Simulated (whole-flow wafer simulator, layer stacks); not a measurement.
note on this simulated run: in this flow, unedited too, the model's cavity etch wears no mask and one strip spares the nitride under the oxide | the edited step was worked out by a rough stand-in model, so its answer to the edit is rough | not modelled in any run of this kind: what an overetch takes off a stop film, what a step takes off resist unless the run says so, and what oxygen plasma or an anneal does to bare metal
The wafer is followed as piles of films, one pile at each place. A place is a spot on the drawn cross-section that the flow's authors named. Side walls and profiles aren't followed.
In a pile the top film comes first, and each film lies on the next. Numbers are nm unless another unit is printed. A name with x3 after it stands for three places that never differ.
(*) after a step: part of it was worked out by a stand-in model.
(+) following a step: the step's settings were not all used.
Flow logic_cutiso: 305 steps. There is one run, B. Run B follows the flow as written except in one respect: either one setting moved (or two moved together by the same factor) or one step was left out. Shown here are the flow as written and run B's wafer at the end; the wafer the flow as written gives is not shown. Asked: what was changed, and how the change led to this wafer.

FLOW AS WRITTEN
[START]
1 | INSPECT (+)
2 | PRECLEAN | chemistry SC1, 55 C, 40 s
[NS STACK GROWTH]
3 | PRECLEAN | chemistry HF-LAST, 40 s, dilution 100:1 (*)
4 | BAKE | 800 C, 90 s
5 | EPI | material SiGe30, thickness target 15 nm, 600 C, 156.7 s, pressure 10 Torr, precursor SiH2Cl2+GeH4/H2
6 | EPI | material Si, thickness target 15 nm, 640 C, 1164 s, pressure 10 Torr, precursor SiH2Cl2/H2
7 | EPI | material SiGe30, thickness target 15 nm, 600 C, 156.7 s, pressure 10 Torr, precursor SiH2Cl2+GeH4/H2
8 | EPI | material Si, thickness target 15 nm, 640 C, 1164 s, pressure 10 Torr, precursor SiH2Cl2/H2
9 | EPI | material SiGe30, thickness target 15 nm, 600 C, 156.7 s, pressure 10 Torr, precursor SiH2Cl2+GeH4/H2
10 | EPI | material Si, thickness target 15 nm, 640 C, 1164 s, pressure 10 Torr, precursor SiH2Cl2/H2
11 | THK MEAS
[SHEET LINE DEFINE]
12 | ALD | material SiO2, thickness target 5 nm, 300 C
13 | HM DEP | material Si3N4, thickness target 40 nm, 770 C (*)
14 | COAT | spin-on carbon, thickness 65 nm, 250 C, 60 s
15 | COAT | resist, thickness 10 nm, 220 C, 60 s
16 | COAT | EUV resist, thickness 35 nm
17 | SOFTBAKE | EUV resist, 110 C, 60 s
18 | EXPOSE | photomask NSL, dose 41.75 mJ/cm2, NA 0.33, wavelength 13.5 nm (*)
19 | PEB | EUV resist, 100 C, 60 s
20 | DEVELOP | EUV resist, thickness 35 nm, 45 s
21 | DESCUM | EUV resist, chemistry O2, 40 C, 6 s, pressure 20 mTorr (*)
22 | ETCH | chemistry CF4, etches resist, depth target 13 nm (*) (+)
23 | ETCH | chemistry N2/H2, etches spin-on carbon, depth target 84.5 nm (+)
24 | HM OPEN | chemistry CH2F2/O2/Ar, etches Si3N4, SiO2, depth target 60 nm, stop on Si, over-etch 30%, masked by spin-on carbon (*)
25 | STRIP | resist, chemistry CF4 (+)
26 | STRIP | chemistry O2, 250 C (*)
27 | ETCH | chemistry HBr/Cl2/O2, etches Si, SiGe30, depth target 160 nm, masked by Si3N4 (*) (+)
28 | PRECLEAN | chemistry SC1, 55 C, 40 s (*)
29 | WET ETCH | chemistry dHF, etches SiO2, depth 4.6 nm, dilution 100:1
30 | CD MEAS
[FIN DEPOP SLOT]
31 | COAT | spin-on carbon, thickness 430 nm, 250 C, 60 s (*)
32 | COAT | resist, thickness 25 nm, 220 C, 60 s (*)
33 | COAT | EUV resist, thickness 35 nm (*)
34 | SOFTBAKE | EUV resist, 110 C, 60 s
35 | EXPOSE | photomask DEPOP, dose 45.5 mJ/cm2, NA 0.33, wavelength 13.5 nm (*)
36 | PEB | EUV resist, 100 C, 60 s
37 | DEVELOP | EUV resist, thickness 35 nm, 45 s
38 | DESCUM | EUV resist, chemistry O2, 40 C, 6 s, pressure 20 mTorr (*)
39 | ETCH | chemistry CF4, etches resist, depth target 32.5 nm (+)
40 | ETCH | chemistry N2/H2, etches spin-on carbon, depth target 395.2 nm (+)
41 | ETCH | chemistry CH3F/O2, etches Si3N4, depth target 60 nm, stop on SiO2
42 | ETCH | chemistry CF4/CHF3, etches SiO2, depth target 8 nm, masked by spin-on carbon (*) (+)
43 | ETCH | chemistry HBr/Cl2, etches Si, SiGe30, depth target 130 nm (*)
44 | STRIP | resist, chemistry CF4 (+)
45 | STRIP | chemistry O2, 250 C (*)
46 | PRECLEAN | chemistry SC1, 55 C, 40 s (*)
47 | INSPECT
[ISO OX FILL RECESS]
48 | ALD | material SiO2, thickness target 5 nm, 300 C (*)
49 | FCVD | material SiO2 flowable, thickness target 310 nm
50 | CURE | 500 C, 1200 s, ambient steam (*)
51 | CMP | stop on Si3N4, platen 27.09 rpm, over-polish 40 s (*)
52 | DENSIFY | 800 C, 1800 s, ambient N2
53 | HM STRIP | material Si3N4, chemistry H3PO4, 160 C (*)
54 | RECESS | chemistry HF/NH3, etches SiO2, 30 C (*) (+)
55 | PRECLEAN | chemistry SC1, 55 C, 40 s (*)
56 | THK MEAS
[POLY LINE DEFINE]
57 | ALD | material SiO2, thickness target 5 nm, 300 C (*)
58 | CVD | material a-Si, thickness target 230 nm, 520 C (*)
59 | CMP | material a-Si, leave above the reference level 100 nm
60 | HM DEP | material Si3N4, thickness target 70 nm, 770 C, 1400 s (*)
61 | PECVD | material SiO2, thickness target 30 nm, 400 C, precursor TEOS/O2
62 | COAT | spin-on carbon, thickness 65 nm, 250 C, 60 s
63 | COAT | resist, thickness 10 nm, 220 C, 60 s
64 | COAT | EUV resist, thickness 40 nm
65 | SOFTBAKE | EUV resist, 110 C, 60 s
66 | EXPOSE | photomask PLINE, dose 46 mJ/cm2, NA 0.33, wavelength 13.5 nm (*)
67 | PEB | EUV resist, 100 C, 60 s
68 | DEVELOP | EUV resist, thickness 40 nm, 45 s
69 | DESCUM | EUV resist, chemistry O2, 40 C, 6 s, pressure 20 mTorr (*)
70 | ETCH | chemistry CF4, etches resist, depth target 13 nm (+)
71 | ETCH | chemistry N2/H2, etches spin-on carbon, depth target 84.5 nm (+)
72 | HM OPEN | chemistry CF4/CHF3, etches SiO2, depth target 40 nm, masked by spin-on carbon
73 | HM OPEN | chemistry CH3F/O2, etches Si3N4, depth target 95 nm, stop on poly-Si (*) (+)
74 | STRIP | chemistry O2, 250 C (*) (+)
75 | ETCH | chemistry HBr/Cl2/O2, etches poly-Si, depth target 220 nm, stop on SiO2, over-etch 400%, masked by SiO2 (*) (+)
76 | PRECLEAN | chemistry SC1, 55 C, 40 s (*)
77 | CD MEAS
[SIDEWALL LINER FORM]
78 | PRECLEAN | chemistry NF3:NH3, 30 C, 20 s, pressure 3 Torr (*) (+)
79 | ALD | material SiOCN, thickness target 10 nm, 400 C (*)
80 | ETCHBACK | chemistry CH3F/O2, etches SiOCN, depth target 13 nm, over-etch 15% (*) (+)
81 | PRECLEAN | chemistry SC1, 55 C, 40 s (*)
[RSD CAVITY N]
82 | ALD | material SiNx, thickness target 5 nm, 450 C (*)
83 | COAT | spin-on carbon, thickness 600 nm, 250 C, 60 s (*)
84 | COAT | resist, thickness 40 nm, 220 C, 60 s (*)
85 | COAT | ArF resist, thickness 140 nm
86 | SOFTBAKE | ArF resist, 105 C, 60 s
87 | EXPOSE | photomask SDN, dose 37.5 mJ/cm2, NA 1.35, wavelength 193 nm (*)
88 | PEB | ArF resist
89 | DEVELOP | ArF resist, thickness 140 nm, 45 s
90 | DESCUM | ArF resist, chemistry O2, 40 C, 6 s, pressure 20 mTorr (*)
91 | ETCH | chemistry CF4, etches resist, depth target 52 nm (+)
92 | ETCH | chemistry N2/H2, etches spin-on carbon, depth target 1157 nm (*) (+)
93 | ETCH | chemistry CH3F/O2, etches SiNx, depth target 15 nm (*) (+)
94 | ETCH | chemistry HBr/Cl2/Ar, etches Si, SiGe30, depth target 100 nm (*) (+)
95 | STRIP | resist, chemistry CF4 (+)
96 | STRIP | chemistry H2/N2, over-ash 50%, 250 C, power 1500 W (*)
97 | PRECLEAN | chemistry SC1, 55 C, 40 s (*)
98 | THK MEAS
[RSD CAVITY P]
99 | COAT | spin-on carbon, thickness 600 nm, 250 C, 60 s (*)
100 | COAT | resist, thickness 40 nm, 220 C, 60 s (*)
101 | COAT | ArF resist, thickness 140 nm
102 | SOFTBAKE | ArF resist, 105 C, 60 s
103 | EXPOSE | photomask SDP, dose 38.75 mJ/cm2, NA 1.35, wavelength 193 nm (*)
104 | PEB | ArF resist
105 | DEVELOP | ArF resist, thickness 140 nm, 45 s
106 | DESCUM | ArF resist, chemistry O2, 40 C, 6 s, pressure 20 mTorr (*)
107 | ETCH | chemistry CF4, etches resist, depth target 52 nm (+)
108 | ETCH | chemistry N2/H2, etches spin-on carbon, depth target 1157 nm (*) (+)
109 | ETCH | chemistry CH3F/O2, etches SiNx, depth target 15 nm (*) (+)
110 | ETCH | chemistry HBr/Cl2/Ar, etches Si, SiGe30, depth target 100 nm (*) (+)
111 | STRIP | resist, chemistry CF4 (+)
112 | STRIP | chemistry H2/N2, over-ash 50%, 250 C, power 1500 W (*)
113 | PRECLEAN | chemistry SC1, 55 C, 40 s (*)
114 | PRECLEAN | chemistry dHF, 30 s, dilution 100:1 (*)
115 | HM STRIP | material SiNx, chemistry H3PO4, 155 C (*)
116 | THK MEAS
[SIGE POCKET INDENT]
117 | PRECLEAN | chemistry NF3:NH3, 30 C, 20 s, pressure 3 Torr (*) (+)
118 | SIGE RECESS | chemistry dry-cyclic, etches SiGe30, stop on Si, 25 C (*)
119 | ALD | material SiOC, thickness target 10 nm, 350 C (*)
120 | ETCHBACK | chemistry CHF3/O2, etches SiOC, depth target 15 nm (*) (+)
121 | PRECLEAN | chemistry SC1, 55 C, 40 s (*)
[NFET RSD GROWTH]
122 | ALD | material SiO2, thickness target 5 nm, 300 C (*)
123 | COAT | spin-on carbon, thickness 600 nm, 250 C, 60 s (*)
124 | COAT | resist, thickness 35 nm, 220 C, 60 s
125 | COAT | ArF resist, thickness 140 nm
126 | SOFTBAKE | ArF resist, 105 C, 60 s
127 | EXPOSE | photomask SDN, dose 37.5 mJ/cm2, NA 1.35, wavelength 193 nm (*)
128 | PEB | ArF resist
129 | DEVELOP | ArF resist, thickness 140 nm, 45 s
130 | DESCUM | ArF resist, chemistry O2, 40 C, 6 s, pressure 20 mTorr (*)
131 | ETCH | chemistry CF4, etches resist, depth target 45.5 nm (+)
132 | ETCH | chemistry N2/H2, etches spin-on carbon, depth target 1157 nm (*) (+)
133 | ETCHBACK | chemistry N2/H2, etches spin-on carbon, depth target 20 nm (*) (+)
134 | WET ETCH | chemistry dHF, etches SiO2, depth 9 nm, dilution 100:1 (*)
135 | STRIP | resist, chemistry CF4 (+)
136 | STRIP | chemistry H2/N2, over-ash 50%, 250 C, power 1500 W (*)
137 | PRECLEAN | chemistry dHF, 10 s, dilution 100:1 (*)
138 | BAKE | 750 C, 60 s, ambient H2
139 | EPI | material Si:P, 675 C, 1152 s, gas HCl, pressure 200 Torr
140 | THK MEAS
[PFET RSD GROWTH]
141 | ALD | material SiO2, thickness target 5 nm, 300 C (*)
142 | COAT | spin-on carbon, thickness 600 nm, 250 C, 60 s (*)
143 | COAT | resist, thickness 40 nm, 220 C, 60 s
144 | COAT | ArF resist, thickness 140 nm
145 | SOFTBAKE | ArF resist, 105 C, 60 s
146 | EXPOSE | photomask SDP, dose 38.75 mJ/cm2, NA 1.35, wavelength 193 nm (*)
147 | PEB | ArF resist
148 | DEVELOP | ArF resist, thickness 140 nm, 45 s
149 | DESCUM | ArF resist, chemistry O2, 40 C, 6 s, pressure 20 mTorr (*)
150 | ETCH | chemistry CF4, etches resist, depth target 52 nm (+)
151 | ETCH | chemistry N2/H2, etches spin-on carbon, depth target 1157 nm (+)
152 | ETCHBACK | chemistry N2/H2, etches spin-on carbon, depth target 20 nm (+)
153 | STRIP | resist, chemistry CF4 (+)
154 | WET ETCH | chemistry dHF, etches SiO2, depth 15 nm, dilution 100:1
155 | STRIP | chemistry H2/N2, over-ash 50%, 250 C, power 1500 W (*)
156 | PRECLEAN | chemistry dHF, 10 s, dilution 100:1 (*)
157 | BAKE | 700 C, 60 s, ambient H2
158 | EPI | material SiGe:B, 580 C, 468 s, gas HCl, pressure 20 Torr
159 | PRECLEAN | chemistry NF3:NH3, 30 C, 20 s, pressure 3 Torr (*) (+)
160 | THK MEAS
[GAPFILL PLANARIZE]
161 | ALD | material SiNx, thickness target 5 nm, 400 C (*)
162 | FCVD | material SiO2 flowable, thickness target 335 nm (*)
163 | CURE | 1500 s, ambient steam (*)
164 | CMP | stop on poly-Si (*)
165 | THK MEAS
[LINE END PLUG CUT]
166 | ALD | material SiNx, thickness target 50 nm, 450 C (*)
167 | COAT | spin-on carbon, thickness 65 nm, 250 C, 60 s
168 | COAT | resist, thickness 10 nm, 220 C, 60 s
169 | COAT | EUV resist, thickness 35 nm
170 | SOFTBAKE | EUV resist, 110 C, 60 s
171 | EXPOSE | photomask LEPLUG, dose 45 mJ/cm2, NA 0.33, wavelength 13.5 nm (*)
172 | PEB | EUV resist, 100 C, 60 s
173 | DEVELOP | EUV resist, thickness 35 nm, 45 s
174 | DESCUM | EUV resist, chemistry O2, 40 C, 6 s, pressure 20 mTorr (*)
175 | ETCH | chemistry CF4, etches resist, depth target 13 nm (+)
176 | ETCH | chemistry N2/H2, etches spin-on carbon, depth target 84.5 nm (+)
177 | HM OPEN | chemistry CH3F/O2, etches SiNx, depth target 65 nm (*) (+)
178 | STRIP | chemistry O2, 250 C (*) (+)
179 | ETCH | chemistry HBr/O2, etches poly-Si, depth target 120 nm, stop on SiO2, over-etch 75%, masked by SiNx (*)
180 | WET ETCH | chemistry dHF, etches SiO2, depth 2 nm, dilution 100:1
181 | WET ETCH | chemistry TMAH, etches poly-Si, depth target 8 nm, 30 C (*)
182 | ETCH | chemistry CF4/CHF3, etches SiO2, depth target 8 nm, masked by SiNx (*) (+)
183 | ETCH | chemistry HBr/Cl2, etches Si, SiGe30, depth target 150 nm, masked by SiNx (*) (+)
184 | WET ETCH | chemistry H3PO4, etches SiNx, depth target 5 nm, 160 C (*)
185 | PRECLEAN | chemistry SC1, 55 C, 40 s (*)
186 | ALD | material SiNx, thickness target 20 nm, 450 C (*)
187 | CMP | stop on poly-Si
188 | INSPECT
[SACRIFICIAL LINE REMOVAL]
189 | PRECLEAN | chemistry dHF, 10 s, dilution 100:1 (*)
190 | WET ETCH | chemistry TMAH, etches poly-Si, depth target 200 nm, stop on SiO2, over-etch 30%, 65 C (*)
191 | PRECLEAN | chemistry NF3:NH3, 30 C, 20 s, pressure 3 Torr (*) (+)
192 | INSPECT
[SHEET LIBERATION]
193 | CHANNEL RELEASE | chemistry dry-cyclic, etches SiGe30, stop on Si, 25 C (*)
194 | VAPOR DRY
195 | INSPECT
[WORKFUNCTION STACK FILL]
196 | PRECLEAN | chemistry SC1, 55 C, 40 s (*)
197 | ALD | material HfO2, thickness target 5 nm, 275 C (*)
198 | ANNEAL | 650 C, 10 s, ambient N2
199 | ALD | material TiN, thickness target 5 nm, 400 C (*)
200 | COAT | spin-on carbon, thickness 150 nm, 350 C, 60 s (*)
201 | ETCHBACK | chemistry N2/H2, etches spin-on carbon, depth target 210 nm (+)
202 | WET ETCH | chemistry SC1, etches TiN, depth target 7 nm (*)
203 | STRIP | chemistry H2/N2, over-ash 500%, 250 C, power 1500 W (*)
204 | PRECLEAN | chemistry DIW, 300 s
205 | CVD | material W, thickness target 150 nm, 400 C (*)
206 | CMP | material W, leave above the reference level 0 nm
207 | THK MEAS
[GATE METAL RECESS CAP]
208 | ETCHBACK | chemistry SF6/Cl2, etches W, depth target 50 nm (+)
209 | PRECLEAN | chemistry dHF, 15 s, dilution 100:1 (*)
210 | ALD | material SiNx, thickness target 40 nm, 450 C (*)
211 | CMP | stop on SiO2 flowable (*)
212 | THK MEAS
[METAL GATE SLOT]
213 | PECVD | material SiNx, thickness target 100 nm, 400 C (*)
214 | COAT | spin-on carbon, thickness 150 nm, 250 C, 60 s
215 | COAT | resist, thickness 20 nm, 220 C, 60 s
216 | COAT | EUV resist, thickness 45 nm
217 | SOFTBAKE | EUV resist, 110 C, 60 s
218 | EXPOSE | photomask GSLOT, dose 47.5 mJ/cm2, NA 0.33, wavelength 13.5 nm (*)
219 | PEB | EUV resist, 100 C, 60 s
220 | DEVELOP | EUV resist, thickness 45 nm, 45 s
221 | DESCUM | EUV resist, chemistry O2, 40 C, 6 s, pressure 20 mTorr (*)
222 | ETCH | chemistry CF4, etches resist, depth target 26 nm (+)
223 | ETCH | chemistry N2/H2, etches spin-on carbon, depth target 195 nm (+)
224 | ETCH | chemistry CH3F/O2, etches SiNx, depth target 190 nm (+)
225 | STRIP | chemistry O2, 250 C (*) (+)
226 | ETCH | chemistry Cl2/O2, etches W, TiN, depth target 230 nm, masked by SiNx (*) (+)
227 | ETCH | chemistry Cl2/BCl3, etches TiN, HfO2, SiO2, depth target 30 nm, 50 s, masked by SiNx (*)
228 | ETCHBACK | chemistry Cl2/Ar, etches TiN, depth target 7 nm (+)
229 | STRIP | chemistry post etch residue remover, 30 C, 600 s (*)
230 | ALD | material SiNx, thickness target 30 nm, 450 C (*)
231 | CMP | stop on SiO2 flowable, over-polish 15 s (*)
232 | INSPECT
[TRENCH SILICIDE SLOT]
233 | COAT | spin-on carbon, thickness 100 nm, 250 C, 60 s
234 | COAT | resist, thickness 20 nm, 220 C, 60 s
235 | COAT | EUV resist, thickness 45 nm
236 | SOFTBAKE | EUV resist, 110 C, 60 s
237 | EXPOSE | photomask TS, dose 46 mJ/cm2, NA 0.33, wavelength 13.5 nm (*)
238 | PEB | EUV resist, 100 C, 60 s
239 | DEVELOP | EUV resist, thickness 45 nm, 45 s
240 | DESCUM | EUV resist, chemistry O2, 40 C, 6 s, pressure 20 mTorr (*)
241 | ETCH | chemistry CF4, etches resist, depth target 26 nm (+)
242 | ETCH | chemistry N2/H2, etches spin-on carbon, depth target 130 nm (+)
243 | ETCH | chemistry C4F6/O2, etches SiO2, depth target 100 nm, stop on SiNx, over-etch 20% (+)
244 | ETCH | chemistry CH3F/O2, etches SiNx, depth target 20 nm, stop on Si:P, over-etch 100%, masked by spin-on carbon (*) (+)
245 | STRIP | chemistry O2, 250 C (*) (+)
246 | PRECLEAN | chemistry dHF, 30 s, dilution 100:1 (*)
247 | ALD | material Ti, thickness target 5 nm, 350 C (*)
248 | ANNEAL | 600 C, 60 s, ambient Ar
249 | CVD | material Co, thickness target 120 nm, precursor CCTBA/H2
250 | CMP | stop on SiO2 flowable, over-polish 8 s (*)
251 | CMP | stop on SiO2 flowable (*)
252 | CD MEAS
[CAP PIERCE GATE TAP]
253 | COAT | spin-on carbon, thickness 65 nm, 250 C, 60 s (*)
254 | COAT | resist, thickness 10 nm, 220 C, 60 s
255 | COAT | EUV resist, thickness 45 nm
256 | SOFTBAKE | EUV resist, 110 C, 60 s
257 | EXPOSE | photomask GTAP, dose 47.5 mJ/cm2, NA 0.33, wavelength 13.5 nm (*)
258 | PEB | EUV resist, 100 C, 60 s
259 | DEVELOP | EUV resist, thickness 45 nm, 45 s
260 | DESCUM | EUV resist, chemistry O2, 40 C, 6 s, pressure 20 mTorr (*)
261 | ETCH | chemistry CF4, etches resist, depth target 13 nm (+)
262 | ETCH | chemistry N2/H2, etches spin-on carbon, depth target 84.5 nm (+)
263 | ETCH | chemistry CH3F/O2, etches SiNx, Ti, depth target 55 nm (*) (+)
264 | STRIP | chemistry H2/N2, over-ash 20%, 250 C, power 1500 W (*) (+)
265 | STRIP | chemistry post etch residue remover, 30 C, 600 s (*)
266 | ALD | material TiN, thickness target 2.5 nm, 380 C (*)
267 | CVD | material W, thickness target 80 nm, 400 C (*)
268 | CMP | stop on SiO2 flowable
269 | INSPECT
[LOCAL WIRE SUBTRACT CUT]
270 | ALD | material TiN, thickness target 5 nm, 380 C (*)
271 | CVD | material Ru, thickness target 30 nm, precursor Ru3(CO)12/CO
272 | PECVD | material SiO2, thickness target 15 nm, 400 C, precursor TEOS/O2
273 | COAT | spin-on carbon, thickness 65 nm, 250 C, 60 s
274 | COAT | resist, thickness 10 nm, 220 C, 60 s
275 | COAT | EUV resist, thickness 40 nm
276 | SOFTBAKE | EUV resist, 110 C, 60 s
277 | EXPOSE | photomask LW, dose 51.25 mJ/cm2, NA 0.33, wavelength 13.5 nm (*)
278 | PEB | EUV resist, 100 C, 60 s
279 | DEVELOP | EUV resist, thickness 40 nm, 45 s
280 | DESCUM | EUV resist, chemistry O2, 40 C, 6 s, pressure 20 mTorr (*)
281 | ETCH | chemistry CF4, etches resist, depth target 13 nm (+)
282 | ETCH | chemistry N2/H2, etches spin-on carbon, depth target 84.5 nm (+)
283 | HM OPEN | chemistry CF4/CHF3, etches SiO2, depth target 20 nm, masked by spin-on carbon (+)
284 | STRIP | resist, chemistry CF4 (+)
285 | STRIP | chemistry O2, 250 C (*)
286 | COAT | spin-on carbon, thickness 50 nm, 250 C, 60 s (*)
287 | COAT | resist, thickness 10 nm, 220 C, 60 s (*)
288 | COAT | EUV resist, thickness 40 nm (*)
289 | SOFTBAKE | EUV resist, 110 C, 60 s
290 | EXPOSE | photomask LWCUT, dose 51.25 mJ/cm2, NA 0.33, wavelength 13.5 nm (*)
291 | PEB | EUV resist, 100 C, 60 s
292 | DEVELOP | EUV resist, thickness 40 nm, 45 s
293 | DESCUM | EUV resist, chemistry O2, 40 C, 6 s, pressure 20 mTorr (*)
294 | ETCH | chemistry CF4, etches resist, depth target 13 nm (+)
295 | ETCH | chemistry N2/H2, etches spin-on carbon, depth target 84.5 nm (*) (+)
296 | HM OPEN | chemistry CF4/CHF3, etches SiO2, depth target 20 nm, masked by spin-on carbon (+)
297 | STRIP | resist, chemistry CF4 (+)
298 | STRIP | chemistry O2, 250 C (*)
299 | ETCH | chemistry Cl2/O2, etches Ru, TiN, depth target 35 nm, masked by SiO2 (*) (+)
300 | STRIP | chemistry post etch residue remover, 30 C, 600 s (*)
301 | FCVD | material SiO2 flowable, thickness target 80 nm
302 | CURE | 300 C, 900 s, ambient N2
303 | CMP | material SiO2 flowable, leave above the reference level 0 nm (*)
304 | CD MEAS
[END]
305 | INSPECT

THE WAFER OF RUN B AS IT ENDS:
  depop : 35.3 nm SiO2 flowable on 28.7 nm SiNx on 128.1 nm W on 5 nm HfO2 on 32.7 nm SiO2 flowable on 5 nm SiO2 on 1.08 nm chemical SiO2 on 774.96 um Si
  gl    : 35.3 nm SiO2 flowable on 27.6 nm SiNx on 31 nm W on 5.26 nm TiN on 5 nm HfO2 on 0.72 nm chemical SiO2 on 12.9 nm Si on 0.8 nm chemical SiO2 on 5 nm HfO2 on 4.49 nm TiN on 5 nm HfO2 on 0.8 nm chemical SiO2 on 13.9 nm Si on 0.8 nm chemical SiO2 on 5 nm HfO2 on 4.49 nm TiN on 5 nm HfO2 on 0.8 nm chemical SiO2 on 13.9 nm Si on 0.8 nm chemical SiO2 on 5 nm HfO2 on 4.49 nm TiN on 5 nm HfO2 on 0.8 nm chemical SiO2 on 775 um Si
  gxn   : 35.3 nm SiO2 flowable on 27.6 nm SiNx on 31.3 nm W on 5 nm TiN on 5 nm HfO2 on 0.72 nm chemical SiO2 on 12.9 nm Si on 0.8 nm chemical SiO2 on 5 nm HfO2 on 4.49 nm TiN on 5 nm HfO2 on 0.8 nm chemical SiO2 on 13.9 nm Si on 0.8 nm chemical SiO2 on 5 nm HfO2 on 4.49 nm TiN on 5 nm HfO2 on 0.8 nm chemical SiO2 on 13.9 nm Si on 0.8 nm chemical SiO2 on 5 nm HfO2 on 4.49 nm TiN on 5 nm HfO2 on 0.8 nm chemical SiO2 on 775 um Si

The reason: step 163, CURE: 900 s was run, while the flow as written has 1500 s.

How this came from the change, step by step:
  163 | CURE | 1500 s, ambient steam (*)
      depop, dpovl, isow, ns, nsgap: -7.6 SiO2 flowable (it would be, as written: -8.24 SiO2 flowable)
  250 | CMP | stop on SiO2 flowable, over-polish 8 s (*)
      rsdx: -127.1 Co (it would be, as written: -127.9 Co (all of it))
  251 | CMP | stop on SiO2 flowable (*)
      rsdx: -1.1 Co (all of it), -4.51 Ti (it would be, as written: -5 Ti (all of it))
